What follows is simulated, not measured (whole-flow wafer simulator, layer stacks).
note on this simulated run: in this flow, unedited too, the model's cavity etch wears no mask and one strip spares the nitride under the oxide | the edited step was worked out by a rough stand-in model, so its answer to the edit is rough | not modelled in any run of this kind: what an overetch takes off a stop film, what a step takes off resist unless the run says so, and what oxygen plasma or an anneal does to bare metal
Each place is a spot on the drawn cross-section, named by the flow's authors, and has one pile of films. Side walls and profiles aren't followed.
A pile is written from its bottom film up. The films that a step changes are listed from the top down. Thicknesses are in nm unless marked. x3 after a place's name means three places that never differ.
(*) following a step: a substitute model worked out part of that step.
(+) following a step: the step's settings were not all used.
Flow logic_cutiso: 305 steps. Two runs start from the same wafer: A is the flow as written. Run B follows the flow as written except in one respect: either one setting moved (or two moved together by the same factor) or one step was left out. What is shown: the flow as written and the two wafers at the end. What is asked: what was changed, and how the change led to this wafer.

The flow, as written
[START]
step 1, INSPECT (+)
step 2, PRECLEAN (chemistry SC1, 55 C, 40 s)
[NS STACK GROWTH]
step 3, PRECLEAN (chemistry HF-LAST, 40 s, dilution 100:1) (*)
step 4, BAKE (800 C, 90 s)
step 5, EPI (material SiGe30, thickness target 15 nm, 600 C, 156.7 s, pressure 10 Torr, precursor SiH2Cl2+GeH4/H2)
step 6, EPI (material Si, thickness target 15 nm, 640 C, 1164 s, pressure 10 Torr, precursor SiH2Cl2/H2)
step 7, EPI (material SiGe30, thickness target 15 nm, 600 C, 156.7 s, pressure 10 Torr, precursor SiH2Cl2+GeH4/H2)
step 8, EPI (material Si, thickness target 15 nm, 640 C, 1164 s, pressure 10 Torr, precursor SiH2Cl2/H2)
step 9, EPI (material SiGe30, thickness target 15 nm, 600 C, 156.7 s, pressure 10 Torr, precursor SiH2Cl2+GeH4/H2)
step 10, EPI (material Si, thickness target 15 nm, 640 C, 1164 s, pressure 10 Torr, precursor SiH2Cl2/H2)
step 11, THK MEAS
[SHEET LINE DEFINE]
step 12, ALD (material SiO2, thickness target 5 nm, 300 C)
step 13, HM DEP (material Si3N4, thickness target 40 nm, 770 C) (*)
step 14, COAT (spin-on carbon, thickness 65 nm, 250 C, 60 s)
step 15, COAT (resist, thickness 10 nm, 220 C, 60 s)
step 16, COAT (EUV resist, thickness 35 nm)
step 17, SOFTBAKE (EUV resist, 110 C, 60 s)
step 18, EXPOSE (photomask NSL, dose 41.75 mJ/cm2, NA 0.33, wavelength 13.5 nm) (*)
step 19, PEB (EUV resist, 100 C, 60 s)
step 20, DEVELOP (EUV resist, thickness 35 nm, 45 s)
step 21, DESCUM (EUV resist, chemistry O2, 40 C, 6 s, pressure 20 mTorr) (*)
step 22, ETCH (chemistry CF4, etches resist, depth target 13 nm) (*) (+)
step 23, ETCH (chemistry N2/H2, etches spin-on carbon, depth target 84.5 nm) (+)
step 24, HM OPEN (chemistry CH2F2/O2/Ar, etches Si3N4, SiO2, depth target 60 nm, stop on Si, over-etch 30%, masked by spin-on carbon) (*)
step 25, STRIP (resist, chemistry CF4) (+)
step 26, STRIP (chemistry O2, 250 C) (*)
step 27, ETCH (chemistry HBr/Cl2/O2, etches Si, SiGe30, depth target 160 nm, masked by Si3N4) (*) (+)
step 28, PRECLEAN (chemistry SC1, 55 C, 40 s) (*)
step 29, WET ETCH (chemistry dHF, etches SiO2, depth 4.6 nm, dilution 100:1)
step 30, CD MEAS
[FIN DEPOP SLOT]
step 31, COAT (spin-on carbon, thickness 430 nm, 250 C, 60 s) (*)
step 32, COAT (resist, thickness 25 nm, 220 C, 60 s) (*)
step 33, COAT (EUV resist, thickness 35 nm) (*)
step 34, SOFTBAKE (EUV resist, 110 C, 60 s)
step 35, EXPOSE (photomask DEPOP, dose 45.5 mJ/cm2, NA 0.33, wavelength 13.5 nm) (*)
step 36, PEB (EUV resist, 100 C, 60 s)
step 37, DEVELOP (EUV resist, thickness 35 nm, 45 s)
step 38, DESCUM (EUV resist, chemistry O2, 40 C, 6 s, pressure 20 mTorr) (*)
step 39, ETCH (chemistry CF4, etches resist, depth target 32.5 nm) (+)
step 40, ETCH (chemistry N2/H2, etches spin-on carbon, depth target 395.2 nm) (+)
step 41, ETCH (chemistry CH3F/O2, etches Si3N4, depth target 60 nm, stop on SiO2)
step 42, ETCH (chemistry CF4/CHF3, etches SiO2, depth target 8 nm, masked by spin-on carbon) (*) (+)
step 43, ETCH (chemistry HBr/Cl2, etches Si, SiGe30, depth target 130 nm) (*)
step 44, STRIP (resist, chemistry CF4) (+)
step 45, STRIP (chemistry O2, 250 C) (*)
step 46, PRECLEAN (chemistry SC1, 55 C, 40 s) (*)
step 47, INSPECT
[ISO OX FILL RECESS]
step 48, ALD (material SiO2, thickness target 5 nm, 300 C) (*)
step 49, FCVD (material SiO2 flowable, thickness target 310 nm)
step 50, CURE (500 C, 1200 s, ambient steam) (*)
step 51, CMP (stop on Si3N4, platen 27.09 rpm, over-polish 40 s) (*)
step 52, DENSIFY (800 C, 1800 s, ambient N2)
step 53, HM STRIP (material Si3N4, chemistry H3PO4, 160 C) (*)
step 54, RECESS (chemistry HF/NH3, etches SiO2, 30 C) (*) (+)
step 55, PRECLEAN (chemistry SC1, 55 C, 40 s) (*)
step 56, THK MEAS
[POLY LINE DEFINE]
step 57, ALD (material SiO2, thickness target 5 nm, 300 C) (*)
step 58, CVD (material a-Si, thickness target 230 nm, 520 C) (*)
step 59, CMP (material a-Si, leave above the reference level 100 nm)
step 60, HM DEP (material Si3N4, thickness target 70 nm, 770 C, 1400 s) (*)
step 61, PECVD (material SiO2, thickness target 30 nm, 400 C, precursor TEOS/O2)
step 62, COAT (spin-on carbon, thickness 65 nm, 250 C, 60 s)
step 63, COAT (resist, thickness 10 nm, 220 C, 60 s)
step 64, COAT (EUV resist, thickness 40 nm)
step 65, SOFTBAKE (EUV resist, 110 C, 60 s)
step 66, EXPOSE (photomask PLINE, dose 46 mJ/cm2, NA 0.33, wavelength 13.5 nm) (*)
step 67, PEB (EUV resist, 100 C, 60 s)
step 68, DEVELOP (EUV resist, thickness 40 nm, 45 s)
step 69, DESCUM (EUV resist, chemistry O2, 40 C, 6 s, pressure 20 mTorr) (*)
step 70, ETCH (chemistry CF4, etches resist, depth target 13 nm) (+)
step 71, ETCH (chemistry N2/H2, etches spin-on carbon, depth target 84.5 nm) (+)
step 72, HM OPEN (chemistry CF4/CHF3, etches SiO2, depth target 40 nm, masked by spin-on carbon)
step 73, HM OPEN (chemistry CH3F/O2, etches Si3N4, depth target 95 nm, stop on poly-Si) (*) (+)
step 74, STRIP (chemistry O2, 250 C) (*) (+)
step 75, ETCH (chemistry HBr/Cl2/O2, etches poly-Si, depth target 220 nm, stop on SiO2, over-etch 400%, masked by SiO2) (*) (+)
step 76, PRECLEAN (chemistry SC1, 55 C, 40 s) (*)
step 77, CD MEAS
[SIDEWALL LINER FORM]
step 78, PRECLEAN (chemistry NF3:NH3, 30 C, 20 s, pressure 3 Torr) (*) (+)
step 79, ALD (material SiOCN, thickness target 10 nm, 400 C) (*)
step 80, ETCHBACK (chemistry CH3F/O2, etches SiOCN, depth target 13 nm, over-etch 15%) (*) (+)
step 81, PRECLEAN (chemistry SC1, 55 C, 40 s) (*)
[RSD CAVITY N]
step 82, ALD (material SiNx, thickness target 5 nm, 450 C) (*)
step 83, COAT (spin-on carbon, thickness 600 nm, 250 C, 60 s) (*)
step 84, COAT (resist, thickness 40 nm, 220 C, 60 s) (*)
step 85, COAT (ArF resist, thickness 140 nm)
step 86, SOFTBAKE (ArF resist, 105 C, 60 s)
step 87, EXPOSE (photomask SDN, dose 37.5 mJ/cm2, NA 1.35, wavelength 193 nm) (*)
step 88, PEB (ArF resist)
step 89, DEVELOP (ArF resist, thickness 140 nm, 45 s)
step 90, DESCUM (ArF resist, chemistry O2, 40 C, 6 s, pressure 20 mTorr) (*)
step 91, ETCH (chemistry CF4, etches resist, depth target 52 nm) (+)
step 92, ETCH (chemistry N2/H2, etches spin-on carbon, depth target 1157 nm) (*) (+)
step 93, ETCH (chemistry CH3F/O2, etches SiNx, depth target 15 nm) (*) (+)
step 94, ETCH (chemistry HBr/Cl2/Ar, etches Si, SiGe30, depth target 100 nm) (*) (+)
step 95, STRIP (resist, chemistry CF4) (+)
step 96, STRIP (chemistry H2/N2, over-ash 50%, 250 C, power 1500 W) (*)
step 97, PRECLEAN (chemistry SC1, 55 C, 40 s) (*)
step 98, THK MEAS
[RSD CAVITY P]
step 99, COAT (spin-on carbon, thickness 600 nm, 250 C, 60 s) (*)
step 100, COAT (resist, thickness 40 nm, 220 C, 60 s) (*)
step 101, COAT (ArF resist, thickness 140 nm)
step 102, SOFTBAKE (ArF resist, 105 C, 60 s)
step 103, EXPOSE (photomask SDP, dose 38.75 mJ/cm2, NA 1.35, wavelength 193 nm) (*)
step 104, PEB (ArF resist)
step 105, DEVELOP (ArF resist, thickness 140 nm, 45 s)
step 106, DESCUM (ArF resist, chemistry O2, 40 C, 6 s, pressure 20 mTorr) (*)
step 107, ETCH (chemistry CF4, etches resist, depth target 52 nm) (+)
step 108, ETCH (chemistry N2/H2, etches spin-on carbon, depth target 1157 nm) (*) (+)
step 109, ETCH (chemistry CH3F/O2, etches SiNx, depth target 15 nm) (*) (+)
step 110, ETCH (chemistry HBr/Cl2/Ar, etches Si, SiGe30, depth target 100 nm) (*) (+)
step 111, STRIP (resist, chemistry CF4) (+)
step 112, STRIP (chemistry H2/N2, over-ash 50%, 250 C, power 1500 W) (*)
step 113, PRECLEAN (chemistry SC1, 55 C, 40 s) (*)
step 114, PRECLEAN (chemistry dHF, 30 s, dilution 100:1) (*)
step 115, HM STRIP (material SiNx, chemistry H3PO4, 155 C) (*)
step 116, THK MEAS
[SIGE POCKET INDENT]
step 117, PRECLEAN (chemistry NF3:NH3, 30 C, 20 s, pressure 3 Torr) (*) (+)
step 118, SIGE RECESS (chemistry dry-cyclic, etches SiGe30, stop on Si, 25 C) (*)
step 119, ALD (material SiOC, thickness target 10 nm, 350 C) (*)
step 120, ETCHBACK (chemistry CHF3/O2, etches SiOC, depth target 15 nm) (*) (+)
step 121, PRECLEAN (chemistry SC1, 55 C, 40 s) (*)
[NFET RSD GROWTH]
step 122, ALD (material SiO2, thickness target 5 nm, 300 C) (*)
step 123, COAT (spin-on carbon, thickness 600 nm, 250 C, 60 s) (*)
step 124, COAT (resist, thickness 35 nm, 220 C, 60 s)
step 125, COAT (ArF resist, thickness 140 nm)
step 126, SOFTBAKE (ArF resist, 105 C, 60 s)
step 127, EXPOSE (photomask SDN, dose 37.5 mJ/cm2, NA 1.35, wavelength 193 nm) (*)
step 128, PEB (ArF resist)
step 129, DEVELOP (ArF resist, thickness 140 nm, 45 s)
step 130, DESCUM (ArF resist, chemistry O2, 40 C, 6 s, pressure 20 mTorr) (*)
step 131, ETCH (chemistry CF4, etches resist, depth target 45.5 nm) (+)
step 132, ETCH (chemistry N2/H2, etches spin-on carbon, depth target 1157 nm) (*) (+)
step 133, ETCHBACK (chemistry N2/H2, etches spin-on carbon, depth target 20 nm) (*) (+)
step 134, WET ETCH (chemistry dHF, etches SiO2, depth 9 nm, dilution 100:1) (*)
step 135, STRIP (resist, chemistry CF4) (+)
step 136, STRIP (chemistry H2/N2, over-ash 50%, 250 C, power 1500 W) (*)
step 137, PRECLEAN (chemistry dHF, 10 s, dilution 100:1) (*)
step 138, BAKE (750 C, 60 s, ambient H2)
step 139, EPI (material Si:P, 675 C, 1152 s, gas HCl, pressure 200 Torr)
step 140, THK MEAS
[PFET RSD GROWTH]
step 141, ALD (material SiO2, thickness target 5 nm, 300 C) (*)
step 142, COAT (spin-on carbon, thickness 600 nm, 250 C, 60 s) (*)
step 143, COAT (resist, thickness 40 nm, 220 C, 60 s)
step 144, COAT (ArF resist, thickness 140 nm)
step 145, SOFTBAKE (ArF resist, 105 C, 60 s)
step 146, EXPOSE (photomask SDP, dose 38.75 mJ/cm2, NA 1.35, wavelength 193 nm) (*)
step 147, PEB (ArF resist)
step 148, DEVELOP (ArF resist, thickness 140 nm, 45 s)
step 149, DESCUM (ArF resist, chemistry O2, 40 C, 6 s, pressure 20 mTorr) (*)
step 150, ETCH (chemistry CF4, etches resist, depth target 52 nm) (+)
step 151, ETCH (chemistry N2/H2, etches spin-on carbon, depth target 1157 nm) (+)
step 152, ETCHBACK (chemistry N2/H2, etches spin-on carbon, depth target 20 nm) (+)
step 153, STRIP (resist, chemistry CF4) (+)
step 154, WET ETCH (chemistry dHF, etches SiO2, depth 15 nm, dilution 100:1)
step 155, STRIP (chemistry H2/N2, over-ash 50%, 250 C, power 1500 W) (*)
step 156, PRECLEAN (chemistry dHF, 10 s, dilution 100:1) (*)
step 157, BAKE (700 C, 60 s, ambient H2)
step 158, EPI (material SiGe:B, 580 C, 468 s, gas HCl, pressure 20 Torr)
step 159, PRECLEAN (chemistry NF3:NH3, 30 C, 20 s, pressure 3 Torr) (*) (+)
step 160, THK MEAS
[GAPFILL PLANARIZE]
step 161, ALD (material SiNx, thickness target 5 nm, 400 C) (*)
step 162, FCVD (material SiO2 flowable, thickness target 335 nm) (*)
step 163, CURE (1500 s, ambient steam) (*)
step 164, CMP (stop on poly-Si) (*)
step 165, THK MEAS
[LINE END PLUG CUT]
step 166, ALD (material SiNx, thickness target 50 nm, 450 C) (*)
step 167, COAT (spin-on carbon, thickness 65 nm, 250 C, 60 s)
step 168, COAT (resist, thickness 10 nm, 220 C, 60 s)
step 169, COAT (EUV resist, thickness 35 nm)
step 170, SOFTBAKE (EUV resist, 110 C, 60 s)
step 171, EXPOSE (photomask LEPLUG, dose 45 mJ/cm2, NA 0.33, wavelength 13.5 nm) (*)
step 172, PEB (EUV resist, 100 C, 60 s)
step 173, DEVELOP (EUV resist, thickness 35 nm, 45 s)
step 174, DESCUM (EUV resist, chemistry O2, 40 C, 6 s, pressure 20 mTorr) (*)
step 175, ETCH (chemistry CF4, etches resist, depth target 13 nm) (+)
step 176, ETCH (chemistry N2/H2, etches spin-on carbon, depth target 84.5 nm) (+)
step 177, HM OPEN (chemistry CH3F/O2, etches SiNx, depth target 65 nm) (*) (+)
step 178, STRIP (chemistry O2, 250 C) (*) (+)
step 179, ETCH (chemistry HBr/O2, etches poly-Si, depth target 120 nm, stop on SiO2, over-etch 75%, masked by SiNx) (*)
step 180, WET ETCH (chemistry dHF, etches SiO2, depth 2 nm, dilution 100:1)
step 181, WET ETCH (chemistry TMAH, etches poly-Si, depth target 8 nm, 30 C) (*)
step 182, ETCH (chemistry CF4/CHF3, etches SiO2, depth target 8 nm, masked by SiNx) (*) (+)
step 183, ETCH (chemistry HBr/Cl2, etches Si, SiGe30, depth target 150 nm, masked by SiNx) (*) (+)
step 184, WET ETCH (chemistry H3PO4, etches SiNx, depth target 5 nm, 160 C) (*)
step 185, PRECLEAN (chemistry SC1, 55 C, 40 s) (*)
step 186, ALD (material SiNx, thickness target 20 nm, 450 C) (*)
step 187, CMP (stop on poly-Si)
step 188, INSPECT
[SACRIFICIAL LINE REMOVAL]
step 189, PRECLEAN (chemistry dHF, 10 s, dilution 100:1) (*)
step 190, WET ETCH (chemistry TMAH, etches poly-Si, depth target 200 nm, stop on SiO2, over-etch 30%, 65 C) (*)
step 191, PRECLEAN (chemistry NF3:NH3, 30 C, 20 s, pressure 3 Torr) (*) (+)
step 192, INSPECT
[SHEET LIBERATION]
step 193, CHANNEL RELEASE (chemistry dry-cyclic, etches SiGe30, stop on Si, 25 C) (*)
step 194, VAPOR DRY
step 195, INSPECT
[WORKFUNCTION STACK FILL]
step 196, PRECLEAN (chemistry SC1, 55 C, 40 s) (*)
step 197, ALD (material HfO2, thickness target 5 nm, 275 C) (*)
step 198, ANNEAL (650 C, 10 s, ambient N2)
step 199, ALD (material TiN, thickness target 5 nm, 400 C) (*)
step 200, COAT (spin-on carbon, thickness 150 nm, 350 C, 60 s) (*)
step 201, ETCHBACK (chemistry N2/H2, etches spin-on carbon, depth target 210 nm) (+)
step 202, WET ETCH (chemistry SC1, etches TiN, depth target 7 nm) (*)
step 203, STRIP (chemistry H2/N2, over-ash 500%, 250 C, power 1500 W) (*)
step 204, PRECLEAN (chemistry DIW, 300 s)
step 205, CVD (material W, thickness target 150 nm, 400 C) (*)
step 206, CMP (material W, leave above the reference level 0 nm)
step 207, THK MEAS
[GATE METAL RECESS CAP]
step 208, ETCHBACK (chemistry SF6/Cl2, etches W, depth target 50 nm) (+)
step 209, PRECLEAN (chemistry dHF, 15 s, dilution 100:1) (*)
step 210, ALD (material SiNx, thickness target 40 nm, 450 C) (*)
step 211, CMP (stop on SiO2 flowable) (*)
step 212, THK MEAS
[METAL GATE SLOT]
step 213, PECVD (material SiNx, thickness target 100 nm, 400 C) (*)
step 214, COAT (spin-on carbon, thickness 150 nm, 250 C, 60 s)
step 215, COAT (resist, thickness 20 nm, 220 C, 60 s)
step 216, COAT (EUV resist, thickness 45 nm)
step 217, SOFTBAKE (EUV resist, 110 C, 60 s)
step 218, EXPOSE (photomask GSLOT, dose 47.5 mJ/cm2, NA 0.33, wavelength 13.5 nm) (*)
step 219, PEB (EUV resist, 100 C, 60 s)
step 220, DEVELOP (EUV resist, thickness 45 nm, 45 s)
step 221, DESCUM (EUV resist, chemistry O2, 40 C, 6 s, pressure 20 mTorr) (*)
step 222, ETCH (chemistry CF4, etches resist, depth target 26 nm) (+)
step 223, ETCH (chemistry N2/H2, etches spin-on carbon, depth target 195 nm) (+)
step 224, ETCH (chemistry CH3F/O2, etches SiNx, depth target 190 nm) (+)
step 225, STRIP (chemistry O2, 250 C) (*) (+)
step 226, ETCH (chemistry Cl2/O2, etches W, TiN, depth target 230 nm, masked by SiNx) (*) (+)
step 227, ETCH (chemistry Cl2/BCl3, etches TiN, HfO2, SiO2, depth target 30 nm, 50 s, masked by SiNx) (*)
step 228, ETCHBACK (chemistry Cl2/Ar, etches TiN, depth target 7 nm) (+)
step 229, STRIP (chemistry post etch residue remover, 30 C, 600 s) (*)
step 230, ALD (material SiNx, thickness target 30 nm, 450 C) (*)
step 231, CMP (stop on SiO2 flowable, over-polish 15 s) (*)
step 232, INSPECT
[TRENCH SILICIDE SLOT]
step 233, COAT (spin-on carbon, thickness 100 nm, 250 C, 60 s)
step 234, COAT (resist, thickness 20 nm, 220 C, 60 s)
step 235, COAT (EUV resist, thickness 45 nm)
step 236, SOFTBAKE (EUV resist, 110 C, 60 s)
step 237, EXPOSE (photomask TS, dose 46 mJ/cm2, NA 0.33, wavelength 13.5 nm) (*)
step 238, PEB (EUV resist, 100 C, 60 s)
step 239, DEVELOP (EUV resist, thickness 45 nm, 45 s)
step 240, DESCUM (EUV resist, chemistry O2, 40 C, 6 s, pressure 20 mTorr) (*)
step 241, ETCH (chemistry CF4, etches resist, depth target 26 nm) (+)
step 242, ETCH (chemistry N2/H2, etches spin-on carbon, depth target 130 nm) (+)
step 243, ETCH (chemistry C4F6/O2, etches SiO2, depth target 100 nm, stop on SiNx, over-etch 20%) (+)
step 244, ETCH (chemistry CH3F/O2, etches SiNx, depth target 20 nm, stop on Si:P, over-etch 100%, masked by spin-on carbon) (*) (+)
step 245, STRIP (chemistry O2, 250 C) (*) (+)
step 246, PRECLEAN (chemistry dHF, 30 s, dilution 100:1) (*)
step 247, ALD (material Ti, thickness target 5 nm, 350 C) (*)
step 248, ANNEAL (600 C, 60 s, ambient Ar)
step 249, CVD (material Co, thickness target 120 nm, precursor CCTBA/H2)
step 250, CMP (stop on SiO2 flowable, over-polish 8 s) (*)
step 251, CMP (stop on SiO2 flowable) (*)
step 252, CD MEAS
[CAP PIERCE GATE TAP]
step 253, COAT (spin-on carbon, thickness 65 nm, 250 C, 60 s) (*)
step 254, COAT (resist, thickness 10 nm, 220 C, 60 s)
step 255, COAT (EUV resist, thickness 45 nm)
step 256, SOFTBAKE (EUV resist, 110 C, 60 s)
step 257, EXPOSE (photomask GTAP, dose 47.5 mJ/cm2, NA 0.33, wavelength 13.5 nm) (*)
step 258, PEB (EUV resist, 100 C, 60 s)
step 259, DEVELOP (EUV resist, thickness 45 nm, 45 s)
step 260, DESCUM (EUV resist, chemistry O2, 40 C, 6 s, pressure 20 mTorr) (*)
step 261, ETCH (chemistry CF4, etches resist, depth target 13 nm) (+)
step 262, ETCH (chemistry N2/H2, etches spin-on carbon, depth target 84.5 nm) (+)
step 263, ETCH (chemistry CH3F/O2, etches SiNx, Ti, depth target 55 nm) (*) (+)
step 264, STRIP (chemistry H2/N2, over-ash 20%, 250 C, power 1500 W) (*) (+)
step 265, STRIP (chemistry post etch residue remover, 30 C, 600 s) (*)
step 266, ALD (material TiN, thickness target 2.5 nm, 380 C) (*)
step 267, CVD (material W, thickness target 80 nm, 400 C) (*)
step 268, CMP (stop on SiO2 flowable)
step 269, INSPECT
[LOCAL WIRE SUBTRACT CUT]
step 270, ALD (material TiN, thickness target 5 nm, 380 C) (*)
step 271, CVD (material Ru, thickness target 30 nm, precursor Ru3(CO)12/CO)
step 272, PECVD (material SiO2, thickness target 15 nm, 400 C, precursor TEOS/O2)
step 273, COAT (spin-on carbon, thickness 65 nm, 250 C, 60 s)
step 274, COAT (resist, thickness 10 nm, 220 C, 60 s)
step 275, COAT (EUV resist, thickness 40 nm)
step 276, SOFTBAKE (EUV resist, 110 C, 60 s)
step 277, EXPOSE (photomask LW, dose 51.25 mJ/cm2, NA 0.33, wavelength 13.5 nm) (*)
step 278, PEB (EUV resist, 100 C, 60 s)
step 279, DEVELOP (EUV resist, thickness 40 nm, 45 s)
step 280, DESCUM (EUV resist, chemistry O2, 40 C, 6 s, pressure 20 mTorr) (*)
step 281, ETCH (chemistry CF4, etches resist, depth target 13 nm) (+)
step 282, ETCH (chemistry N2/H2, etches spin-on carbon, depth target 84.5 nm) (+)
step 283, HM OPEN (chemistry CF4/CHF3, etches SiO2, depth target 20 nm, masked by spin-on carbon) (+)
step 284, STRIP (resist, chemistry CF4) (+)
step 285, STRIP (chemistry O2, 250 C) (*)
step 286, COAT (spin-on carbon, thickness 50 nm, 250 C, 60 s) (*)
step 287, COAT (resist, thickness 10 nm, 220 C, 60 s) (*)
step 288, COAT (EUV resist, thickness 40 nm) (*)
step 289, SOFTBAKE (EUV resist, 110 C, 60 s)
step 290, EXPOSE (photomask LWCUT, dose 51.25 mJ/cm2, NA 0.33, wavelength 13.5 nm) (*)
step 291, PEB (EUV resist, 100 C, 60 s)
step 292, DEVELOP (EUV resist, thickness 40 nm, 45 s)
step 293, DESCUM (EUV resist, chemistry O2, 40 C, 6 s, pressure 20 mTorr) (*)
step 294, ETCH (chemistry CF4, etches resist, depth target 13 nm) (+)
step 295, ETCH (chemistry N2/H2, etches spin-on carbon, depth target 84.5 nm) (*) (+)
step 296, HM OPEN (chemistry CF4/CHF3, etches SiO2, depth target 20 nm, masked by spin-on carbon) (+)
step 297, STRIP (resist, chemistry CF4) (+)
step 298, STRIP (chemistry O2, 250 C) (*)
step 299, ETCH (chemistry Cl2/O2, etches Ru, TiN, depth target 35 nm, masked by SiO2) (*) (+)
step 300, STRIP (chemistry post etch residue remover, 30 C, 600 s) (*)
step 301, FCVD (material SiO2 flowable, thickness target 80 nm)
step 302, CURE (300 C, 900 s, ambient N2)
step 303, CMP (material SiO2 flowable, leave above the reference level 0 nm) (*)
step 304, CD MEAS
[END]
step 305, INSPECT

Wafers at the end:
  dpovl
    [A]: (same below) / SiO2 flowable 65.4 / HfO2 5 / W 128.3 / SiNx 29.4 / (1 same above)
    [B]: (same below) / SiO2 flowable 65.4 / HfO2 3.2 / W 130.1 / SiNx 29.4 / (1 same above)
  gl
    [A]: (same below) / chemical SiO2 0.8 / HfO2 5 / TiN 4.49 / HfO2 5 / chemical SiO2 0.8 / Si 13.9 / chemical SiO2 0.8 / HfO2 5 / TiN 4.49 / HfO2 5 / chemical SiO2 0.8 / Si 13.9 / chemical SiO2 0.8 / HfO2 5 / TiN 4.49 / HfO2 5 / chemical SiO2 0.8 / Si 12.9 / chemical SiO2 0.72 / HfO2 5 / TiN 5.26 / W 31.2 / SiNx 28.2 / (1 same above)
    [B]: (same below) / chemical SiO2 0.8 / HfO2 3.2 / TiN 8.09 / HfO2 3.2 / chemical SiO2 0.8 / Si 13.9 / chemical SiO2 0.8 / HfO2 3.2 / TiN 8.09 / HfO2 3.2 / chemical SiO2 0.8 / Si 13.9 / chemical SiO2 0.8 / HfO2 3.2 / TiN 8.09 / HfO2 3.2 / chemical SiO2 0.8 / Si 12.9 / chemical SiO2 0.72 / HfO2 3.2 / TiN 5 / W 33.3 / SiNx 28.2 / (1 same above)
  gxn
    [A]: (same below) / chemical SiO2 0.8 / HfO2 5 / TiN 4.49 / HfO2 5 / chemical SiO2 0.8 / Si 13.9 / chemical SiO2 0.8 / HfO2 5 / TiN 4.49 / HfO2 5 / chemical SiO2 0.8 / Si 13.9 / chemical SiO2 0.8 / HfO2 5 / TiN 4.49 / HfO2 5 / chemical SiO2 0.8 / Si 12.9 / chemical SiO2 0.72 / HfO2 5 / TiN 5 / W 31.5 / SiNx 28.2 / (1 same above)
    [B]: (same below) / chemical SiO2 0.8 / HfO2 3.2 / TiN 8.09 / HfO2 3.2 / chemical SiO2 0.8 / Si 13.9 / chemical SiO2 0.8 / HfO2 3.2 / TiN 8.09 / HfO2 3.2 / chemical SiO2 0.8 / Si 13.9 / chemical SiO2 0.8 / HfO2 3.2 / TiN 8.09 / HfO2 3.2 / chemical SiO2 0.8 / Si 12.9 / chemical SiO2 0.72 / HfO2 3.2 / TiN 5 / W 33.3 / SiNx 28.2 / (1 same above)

The reason: step 197, ALD: thickness target 3.2 nm was run, though the flow has thickness target 5 nm.
The wafer itself shows it: dpovl has HfO2 3.2, and step 197 as written asks for 5 nm.

Step by step, how the change led to this:
  step 197, ALD (material HfO2, thickness target 5 nm, 275 C) (*)
      depop, dpovl, gfld and 12 more: A HfO2 gains 5 (new film) | B HfO2 gains 3.2 (new film)
      gl, glp, gxn, gxp, ns, tap: A HfO2 gains 5 (new film), HfO2 gains 5 (new film), cavity loses 10, HfO2 gains 5 (new film), HfO2 gains 5 (new film), cavity loses 10, HfO2 gains 5 (new film), HfO2 gains 5 (new film), cavity loses 10, HfO2 gains 5 (new film) | B HfO2 gains 3.2 (new film), HfO2 gains 3.2 (new film), cavity loses 6.4, HfO2 gains 3.2 (new film), HfO2 gains 3.2 (new film), cavity loses 6.4, HfO2 gains 3.2 (new film), HfO2 gains 3.2 (new film), cavity loses 6.4, HfO2 gains 3.2 (new film)
      (and at 1 other place as well)
  step 199, ALD (material TiN, thickness target 5 nm, 400 C) (*)
      gl, glp, tap: A TiN gains 5.26 (new film), TiN gains 4.49 (new film), cavity loses 4.49 (all of it), TiN gains 4.49 (new film), cavity loses 4.49 (all of it), TiN gains 4.49 (new film), cavity loses 4.49 (all of it) | B TiN gains 5 (new film), TiN gains 8.09 (new film), cavity loses 8.09 (all of it), TiN gains 8.09 (new film), cavity loses 8.09 (all of it), TiN gains 8.09 (new film), cavity loses 8.09 (all of it)
      gxn, gxp, ns: A TiN gains 5 (new film), TiN gains 4.49 (new film), cavity loses 4.49 (all of it), TiN gains 4.49 (new film), cavity loses 4.49 (all of it), TiN gains 4.49 (new film), cavity loses 4.49 (all of it) | B TiN gains 5 (new film), TiN gains 8.09 (new film), cavity loses 8.09 (all of it), TiN gains 8.09 (new film), cavity loses 8.09 (all of it), TiN gains 8.09 (new film), cavity loses 8.09 (all of it)
      (and at 2 other places as well)
  step 200, COAT (spin-on carbon, thickness 150 nm, 350 C, 60 s) (*)
      gl, glp: A spin-on carbon gains 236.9 (new film) | B spin-on carbon gains 231.6 (new film)
      gxn, gxp: A spin-on carbon gains 236.9 (new film) | B spin-on carbon gains 231.3 (new film)
      (and at 13 other places as well)
  step 201, ETCHBACK (chemistry N2/H2, etches spin-on carbon, depth target 210 nm) (+)
      lnr, lnrp: A spin-on carbon loses 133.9 (all of it) | B spin-on carbon loses 128.6 (all of it)
      rsdn, rsdw: A spin-on carbon loses 145.8 (all of it) | B spin-on carbon loses 140.3 (all of it)
      (and at 7 other places as well)
  step 203, STRIP (chemistry H2/N2, over-ash 500%, 250 C, power 1500 W) (*)
      gl, glp: A spin-on carbon loses 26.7 (all of it) | B spin-on carbon loses 21.5 (all of it)
      gxn, gxp: A spin-on carbon loses 26.8 (all of it) | B spin-on carbon loses 21.1 (all of it)
      (and at 3 other places as well)
  step 206, CMP (material W, leave above the reference level 0 nm)
      lnr, lnri, lnrp, lnrt: A W loses 150 (all of it), HfO2 loses 5 (all of it), SiOCN loses 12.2 | B W loses 150 (all of it), HfO2 loses 3.2 (all of it), SiOCN loses 12.2
      rsdn, rsdp, rsdw, rsdx: A W loses 162.2 (all of it), HfO2 loses 5 (all of it) | B W loses 162.2 (all of it), HfO2 loses 3.2 (all of it)
      (and at 2 other places as well)
  step 226, ETCH (chemistry Cl2/O2, etches W, TiN, depth target 230 nm, masked by SiNx) (*) (+)
      gfld: A W loses 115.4 (all of it), TiN loses 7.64 (all of it), HfO2 loses 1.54 | B W loses 119.7 (all of it), TiN loses 5.18 (all of it), HfO2 loses 1.56
  step 227, ETCH (chemistry Cl2/BCl3, etches TiN, HfO2, SiO2, depth target 30 nm, 50 s, masked by SiNx) (*)
      gfld: A HfO2 loses 3.46 (all of it), SiO2 flowable loses 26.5 | B HfO2 loses 1.64 (all of it), SiO2 flowable loses 28.4
